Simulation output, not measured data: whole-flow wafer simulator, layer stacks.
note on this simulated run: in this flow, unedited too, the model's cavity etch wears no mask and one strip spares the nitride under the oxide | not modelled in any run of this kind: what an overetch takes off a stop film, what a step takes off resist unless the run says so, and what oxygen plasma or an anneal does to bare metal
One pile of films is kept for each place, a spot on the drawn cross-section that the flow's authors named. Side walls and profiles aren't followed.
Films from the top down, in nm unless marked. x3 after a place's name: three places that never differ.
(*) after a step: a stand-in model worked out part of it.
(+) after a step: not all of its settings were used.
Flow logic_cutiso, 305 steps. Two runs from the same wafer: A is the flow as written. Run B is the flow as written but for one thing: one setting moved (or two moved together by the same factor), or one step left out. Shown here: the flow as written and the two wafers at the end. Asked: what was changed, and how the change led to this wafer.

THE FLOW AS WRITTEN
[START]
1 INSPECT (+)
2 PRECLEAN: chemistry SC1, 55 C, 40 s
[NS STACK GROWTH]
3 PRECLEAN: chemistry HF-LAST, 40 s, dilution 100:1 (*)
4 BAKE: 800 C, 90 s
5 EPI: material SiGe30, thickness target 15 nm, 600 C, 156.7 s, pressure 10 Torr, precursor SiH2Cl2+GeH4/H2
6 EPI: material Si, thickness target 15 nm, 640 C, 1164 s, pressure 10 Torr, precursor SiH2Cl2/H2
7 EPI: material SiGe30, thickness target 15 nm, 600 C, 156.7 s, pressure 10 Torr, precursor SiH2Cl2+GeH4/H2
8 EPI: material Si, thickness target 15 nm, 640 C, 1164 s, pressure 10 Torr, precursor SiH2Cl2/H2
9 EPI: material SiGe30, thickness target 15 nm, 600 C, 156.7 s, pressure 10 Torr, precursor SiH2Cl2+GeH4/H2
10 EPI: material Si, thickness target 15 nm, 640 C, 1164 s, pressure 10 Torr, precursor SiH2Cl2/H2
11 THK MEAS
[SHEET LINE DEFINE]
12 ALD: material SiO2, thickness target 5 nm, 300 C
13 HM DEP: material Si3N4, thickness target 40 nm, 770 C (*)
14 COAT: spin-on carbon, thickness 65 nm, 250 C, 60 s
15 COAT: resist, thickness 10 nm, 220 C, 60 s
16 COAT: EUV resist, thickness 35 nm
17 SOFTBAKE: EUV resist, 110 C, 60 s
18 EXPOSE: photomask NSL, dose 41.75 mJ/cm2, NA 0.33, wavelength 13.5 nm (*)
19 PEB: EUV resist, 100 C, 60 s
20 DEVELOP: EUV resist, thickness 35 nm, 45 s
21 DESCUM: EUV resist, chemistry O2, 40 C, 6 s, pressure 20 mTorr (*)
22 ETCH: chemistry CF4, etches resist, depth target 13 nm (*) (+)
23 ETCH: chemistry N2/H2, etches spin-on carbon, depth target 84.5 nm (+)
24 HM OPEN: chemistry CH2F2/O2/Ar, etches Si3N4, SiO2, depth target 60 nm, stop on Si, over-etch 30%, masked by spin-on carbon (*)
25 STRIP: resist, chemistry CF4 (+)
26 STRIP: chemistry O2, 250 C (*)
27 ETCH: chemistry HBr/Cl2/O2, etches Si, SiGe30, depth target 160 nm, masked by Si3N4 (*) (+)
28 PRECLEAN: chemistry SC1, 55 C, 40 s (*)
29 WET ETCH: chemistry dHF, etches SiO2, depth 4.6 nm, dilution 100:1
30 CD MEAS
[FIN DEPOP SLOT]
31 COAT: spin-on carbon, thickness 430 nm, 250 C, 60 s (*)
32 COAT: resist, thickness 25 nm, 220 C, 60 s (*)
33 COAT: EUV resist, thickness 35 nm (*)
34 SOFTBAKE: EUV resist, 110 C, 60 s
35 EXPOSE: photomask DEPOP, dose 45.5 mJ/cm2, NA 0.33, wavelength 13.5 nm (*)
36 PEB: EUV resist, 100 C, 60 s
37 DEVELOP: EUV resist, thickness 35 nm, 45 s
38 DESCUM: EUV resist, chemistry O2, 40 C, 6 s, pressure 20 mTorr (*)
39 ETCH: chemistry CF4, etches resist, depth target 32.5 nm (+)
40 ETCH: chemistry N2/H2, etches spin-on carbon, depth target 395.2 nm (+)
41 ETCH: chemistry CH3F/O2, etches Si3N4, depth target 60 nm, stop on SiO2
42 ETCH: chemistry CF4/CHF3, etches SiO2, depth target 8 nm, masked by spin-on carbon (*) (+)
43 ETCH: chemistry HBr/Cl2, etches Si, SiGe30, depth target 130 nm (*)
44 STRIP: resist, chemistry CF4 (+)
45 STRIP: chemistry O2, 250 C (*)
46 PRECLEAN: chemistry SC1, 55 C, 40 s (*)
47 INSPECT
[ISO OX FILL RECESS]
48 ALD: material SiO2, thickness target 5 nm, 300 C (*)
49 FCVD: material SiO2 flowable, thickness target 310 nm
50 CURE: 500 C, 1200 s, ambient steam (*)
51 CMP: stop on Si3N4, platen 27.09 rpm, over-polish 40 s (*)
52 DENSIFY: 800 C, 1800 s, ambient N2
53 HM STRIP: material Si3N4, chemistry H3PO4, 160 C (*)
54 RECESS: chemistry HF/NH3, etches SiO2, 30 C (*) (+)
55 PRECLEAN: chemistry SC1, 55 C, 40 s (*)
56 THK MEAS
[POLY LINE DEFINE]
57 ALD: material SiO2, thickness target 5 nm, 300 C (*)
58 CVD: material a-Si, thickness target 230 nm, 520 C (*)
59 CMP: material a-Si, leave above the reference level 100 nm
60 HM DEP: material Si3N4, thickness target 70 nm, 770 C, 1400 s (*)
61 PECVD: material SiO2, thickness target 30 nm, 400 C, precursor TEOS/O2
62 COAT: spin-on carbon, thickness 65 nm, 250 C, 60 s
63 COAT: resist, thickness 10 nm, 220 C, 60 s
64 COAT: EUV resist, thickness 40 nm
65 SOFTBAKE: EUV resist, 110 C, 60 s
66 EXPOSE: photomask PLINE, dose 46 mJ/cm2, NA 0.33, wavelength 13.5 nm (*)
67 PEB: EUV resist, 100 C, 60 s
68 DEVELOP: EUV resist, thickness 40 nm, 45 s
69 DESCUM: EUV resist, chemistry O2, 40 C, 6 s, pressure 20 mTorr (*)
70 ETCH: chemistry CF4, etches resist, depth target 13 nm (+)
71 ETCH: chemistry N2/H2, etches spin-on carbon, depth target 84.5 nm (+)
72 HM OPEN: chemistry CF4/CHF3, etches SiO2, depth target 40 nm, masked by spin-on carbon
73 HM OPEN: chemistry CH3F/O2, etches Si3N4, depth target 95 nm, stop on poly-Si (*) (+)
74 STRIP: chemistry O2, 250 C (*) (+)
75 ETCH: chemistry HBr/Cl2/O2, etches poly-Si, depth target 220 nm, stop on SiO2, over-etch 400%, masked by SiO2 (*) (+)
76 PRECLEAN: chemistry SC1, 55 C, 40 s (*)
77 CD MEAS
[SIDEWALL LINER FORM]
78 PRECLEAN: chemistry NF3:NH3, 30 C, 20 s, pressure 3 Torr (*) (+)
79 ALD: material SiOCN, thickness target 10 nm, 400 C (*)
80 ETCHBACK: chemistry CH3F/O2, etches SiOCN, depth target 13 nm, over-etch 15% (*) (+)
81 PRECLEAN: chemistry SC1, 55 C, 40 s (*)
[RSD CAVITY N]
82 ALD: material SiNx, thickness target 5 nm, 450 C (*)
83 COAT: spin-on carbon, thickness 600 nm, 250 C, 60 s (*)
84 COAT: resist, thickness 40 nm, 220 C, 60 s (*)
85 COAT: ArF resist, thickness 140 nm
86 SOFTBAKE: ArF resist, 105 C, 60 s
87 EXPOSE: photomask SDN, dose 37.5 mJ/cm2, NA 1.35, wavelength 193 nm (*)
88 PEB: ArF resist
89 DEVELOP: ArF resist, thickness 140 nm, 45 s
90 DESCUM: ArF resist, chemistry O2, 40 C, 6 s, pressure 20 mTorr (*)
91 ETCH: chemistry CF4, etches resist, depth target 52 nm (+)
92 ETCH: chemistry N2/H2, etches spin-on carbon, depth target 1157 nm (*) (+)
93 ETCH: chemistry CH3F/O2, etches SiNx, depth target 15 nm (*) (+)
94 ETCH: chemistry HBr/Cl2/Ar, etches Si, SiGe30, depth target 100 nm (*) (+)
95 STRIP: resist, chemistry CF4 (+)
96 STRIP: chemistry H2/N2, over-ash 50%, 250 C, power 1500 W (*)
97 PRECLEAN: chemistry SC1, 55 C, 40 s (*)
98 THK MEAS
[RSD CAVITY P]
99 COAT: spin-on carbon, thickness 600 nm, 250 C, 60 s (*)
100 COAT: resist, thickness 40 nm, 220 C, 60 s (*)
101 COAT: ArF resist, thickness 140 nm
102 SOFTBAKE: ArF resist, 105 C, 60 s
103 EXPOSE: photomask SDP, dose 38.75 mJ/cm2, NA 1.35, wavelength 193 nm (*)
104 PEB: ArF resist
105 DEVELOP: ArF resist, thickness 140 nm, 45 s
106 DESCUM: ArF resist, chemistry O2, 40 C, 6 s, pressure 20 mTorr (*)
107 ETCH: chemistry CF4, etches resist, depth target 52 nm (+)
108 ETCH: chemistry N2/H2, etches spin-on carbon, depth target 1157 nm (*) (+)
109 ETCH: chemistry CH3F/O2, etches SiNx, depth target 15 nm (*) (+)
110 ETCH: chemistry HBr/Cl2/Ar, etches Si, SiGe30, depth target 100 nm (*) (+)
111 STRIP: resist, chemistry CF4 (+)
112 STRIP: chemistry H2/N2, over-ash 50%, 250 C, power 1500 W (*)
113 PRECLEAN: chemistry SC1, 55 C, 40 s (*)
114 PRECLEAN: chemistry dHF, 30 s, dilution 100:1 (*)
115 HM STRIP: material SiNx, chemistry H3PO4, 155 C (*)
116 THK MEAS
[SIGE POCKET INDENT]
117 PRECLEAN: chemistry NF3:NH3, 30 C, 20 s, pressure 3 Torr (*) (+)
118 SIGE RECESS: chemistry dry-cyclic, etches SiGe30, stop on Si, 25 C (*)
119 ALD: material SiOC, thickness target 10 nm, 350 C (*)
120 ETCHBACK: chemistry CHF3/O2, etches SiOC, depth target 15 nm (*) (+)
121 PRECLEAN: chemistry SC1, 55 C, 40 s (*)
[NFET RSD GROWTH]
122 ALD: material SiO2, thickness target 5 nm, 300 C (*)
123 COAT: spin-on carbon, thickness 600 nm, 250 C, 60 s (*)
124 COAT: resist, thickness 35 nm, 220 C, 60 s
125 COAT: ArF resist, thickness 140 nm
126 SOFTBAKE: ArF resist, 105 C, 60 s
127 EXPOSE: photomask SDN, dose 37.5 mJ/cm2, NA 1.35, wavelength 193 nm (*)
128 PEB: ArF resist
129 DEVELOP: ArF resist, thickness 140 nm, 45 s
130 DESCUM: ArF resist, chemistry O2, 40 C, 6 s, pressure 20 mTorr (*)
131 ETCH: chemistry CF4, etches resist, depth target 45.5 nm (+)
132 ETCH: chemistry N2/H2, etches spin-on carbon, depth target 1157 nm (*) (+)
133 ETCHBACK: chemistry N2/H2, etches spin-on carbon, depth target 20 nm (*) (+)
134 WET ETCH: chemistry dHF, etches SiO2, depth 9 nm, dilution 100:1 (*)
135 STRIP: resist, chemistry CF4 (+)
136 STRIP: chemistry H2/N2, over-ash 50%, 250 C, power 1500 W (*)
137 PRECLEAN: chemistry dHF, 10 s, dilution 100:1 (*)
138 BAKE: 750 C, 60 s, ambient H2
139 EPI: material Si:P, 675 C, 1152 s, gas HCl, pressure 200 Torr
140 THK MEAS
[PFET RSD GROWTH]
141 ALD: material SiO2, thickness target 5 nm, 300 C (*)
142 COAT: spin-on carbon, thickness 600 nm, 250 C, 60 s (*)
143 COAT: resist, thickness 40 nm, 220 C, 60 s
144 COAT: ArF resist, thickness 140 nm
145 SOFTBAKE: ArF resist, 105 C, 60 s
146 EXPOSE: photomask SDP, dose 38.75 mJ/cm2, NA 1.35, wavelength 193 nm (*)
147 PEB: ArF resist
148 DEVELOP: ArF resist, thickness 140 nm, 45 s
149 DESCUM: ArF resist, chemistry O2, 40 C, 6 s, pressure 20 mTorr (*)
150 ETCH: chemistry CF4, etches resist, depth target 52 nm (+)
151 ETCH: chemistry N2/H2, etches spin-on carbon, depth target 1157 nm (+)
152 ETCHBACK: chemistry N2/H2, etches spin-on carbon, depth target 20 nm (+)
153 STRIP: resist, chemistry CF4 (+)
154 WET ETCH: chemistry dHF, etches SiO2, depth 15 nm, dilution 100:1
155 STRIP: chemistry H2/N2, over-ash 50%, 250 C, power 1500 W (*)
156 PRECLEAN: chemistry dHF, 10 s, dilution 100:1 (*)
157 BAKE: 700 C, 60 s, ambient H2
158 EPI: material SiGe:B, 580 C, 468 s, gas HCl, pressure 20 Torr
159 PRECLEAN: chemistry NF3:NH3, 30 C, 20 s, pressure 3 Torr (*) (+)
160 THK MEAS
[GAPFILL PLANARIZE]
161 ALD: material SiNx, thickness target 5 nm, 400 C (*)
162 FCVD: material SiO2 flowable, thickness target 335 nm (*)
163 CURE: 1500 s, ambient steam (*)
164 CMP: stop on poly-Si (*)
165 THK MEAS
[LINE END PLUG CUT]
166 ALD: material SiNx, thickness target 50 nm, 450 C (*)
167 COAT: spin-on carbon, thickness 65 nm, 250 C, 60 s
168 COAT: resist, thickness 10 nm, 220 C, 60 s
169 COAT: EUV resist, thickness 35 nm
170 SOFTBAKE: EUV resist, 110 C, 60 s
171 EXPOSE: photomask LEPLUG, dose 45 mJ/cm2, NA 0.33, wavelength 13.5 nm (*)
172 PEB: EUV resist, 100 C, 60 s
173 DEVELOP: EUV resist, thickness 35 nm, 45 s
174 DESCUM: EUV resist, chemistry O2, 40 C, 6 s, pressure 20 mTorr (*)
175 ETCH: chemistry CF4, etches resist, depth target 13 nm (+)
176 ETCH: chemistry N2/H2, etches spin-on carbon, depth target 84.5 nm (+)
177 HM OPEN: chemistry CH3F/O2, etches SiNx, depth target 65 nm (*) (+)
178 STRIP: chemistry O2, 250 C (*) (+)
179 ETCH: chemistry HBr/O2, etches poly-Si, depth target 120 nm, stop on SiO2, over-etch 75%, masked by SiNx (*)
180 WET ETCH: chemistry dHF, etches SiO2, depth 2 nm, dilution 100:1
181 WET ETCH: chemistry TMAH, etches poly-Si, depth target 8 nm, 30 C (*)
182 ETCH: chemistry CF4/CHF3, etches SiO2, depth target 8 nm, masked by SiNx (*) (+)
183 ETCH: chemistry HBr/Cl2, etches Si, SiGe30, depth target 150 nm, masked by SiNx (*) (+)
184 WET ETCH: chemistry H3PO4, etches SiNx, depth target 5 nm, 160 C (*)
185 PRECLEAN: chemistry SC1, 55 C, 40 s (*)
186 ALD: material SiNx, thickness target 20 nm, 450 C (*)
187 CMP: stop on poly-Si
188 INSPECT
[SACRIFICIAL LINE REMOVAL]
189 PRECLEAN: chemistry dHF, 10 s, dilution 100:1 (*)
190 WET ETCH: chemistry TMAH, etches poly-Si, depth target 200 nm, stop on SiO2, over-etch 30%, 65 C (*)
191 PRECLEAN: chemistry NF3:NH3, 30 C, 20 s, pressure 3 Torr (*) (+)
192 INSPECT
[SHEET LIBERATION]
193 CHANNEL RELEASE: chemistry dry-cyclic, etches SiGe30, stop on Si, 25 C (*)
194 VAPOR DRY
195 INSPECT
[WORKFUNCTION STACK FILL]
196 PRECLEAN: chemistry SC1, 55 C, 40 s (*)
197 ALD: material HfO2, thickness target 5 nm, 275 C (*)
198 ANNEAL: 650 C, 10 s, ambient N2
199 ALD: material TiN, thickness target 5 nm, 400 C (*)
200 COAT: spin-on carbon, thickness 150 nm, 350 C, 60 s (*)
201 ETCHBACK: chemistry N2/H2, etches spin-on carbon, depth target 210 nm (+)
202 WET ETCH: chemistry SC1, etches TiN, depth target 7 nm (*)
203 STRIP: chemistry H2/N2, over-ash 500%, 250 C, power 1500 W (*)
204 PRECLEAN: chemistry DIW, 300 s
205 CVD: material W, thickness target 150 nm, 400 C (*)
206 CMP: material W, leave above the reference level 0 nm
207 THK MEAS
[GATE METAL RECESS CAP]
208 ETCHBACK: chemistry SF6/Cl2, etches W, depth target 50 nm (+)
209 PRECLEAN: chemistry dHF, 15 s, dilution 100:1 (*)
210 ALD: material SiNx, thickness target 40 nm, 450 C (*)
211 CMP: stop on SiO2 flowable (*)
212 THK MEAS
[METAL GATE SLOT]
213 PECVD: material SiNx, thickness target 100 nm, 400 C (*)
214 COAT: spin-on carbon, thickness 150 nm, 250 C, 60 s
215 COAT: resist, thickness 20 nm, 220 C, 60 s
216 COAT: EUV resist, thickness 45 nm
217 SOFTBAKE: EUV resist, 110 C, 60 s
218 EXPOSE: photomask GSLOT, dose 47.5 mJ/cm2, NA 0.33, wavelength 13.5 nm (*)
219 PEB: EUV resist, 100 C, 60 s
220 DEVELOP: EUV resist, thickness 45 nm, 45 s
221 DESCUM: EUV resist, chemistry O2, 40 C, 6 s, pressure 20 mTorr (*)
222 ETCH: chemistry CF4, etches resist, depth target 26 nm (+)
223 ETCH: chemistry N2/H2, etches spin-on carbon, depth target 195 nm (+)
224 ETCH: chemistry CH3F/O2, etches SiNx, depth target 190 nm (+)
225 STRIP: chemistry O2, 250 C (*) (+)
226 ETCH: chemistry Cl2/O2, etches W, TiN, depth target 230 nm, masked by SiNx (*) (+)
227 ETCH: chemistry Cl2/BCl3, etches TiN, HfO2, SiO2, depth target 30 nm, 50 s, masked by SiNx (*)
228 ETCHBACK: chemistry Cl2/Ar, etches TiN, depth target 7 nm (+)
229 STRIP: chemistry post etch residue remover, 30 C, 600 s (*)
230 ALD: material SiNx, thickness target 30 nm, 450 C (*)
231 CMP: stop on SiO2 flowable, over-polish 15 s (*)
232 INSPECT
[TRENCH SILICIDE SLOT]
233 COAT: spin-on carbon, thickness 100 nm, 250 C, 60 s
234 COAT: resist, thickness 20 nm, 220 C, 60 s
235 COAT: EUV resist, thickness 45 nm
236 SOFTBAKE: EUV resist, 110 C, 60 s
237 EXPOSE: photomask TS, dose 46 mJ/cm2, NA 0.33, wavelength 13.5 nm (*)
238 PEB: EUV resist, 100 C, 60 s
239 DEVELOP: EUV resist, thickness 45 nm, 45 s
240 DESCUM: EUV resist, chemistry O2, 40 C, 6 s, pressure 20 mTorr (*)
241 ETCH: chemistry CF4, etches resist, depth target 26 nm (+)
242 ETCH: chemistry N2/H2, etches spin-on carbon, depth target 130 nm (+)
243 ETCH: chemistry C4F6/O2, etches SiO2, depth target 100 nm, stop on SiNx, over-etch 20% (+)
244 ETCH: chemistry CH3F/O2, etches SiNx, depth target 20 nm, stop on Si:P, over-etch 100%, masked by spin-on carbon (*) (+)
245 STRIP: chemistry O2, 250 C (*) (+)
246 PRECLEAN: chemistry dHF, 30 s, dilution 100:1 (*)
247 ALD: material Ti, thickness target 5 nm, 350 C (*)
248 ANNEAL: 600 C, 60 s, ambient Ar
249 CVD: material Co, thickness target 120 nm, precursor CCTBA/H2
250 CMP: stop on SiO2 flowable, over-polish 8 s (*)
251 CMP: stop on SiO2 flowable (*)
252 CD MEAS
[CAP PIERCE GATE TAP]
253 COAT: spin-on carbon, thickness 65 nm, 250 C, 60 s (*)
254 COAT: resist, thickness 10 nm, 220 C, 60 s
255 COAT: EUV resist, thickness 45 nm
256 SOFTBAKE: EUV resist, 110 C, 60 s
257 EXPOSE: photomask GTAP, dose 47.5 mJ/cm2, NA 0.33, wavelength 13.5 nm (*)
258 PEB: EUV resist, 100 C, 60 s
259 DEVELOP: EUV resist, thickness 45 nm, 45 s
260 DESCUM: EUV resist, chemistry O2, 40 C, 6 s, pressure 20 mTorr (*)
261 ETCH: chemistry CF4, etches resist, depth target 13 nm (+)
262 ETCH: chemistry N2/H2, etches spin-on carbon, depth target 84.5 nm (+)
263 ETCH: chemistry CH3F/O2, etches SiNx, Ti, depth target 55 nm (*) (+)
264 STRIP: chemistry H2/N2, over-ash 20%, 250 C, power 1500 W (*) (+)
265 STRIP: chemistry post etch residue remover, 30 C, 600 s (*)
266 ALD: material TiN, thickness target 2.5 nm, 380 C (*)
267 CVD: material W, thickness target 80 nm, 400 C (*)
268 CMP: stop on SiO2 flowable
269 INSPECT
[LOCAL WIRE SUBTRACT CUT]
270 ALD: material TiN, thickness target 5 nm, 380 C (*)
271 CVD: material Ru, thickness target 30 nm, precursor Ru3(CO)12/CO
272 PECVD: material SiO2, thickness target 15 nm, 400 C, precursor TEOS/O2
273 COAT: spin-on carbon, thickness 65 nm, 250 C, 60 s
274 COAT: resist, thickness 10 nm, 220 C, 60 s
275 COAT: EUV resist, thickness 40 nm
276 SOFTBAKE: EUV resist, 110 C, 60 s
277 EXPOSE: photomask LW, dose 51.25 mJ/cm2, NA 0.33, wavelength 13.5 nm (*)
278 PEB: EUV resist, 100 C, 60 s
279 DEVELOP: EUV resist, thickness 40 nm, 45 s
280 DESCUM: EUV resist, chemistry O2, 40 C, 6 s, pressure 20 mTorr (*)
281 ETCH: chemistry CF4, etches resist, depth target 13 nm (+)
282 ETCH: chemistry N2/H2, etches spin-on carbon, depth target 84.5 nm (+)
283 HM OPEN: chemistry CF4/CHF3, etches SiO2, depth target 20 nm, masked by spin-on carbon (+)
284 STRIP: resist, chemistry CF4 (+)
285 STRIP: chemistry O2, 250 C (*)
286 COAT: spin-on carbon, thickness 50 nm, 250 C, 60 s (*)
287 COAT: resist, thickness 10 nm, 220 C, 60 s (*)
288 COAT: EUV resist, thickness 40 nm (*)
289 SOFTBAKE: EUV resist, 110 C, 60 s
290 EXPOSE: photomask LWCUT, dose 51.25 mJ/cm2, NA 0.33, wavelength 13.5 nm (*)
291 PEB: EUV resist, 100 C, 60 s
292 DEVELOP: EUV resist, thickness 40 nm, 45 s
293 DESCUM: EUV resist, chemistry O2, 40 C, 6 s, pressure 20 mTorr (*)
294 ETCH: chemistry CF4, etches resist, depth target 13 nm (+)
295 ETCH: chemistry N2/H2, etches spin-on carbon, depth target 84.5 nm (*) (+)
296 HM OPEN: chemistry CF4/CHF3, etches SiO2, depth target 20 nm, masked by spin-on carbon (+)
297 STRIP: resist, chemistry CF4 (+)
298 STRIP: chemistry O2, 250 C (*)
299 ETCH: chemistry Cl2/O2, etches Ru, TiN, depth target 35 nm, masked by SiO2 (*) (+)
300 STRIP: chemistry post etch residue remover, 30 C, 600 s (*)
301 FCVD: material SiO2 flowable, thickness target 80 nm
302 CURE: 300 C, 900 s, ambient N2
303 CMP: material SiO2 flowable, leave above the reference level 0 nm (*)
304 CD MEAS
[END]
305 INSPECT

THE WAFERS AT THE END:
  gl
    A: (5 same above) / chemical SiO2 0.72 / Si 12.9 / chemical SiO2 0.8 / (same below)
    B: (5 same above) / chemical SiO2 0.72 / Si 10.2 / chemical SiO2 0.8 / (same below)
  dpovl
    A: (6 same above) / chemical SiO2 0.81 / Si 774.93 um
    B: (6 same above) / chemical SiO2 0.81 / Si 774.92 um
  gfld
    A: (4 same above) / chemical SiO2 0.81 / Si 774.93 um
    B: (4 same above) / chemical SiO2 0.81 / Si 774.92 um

The cause: step 10, EPI: 960.6 s was run, where the flow has 1164 s.

How the change led to this, step by step:
  10 EPI: material Si, thickness target 15 nm, 640 C, 1164 s, pressure 10 Torr, precursor SiH2Cl2/H2
      depop, dpovl, gfld and 19 more: A Si +15 (new film) | B Si +12.4 (new film)
  27 ETCH: chemistry HBr/Cl2/O2, etches Si, SiGe30, depth target 160 nm, masked by Si3N4 (*) (+)
      gfld, gxf, iso, lnri: A chemical SiO2 -0.79 (all of it), Si -11.4 (all of it), SiGe30 -15 (all of it), Si -15 (all of it), SiGe30 -15 (all of it), Si -15 (all of it), SiGe30 -15 (all of it), Si -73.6 | B chemical SiO2 -0.79 (all of it), Si -8.73 (all of it), SiGe30 -15 (all of it), Si -15 (all of it), SiGe30 -15 (all of it), Si -15 (all of it), SiGe30 -15 (all of it), Si -76.3
      dpovl, nsgap: A chemical SiO2 -0.79 (all of it), Si -11.8 (all of it), SiGe30 -15 (all of it), Si -15 (all of it), SiGe30 -15 (all of it), Si -15 (all of it), SiGe30 -15 (all of it), Si -73.2 | B chemical SiO2 -0.79 (all of it), Si -9.13 (all of it), SiGe30 -15 (all of it), Si -15 (all of it), SiGe30 -15 (all of it), Si -15 (all of it), SiGe30 -15 (all of it), Si -75.9
      (and at 1 more place)
  43 ETCH: chemistry HBr/Cl2, etches Si, SiGe30, depth target 130 nm (*)
      depop: A Si -14 (all of it), SiGe30 -15 (all of it), Si -15 (all of it), SiGe30 -15 (all of it), Si -15 (all of it), SiGe30 -15 (all of it), Si -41 | B Si -11.4 (all of it), SiGe30 -15 (all of it), Si -15 (all of it), SiGe30 -15 (all of it), Si -15 (all of it), SiGe30 -15 (all of it), Si -43.6
  94 ETCH: chemistry HBr/Cl2/Ar, etches Si, SiGe30, depth target 100 nm (*) (+)
      rsdn, rsdx: A chemical SiO2 -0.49 (all of it), Si -12.8 (all of it), SiGe30 -15 (all of it), Si -15 (all of it), SiGe30 -15 (all of it), Si -15 (all of it), SiGe30 -15 (all of it), Si -12.2 | B chemical SiO2 -0.49 (all of it), Si -10.2 (all of it), SiGe30 -15 (all of it), Si -15 (all of it), SiGe30 -15 (all of it), Si -15 (all of it), SiGe30 -15 (all of it), Si -14.8
  110 ETCH: chemistry HBr/Cl2/Ar, etches Si, SiGe30, depth target 100 nm (*) (+)
      rsdp, rsdw: A chemical SiO2 -0.49 (all of it), Si -12.8 (all of it), SiGe30 -15 (all of it), Si -15 (all of it), SiGe30 -15 (all of it), Si -15 (all of it), SiGe30 -15 (all of it), Si -12.2 | B chemical SiO2 -0.49 (all of it), Si -10.2 (all of it), SiGe30 -15 (all of it), Si -15 (all of it), SiGe30 -15 (all of it), Si -15 (all of it), SiGe30 -15 (all of it), Si -14.8
  183 ETCH: chemistry HBr/Cl2, etches Si, SiGe30, depth target 150 nm, masked by SiNx (*) (+)
      plug: A Si -13.6 (all of it), SiGe30 -15 (all of it), Si -15 (all of it), SiGe30 -15 (all of it), Si -15 (all of it), SiGe30 -15 (all of it), Si -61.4 | B Si -10.9 (all of it), SiGe30 -15 (all of it), Si -15 (all of it), SiGe30 -15 (all of it), Si -15 (all of it), SiGe30 -15 (all of it), Si -64.1
